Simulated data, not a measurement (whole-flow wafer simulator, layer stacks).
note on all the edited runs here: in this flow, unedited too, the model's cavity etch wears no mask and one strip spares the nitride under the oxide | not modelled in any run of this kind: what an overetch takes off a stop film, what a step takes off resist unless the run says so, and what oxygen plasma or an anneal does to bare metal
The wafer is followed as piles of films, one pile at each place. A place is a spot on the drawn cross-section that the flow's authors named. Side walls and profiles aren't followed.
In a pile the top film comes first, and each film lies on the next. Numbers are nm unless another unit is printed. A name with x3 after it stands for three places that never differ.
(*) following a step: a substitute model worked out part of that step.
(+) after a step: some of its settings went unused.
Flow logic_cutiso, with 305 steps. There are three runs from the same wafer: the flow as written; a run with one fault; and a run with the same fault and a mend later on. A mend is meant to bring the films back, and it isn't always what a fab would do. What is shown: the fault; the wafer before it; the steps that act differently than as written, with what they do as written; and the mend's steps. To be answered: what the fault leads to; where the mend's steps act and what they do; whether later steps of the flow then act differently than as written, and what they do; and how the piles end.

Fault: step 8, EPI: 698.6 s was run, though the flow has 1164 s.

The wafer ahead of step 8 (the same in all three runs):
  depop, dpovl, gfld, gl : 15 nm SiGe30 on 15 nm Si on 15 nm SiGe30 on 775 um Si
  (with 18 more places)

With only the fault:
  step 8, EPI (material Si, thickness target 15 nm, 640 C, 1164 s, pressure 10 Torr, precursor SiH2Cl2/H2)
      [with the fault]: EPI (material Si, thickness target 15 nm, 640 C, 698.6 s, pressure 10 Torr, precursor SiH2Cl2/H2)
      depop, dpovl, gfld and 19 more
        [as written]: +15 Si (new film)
        [with the fault]: +9 Si (new film)
  Steps later in the flow that act otherwise than as written (not shown: 3 more steps that differ only slightly, by at most 2% or 0.5 nm, whichever is larger):
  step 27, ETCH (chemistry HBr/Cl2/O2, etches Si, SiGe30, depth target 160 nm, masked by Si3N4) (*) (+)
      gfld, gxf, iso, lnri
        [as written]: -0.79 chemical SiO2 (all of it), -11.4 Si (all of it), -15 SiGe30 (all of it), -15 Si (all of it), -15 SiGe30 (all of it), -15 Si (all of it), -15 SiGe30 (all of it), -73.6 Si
        [with the fault]: -0.79 chemical SiO2 (all of it), -11.4 Si (all of it), -15 SiGe30 (all of it), -9 Si (all of it), -15 SiGe30 (all of it), -15 Si (all of it), -15 SiGe30 (all of it), -79.6 Si
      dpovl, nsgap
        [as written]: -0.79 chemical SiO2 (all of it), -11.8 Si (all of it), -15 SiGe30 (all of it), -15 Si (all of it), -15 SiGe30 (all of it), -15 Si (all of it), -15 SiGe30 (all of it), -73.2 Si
        [with the fault]: -0.79 chemical SiO2 (all of it), -11.8 Si (all of it), -15 SiGe30 (all of it), -9 Si (all of it), -15 SiGe30 (all of it), -15 Si (all of it), -15 SiGe30 (all of it), -79.2 Si
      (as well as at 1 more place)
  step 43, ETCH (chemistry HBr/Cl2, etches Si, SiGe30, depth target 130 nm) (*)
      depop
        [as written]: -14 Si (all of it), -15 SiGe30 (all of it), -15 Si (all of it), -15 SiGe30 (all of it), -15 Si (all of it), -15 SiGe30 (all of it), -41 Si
        [with the fault]: -14 Si (all of it), -15 SiGe30 (all of it), -9 Si (all of it), -15 SiGe30 (all of it), -15 Si (all of it), -15 SiGe30 (all of it), -47 Si
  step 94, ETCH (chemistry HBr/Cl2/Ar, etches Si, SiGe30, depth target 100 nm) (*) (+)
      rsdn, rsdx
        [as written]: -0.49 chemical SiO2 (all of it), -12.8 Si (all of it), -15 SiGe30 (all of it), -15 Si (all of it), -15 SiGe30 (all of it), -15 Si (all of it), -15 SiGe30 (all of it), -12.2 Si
        [with the fault]: -0.49 chemical SiO2 (all of it), -12.8 Si (all of it), -15 SiGe30 (all of it), -9 Si (all of it), -15 SiGe30 (all of it), -15 Si (all of it), -15 SiGe30 (all of it), -18.2 Si
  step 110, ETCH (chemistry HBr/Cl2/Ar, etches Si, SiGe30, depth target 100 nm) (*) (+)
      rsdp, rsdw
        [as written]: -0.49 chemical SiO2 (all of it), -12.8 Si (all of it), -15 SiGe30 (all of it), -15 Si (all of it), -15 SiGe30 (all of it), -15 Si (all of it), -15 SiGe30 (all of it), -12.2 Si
        [with the fault]: -0.49 chemical SiO2 (all of it), -12.8 Si (all of it), -15 SiGe30 (all of it), -9 Si (all of it), -15 SiGe30 (all of it), -15 Si (all of it), -15 SiGe30 (all of it), -18.2 Si
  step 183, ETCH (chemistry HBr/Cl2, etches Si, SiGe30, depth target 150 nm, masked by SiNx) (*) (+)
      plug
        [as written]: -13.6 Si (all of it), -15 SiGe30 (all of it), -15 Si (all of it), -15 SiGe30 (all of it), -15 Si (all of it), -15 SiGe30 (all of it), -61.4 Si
        [with the fault]: -13.6 Si (all of it), -15 SiGe30 (all of it), -9 Si (all of it), -15 SiGe30 (all of it), -15 Si (all of it), -15 SiGe30 (all of it), -67.4 Si
  The piles end different from the flow's at gl, glp, gxn and 6 more by more than 2% or 0.5 nm, whichever is larger.
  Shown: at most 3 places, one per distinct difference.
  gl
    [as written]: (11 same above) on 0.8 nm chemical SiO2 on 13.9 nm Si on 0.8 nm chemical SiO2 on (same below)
    [with the fault]: (11 same above) on 0.8 nm chemical SiO2 on 7.92 nm Si on 0.8 nm chemical SiO2 on (same below)
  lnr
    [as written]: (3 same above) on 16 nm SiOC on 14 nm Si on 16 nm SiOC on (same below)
    [with the fault]: (3 same above) on 16 nm SiOC on 7.97 nm Si on 16 nm SiOC on (same below)
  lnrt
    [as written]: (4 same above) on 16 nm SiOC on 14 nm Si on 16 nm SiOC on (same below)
    [with the fault]: (4 same above) on 16 nm SiOC on 7.97 nm Si on 16 nm SiOC on (same below)

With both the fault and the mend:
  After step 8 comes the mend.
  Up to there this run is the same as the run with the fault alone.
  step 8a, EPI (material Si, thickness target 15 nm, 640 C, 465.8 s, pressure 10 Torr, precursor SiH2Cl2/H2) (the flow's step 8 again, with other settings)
      depop, dpovl, gfld and 19 more
        +6 Si
  None of the later steps of the flow acts differently than as written at any place that is followed.
  The piles end the same as the flow's at every place that both follow.
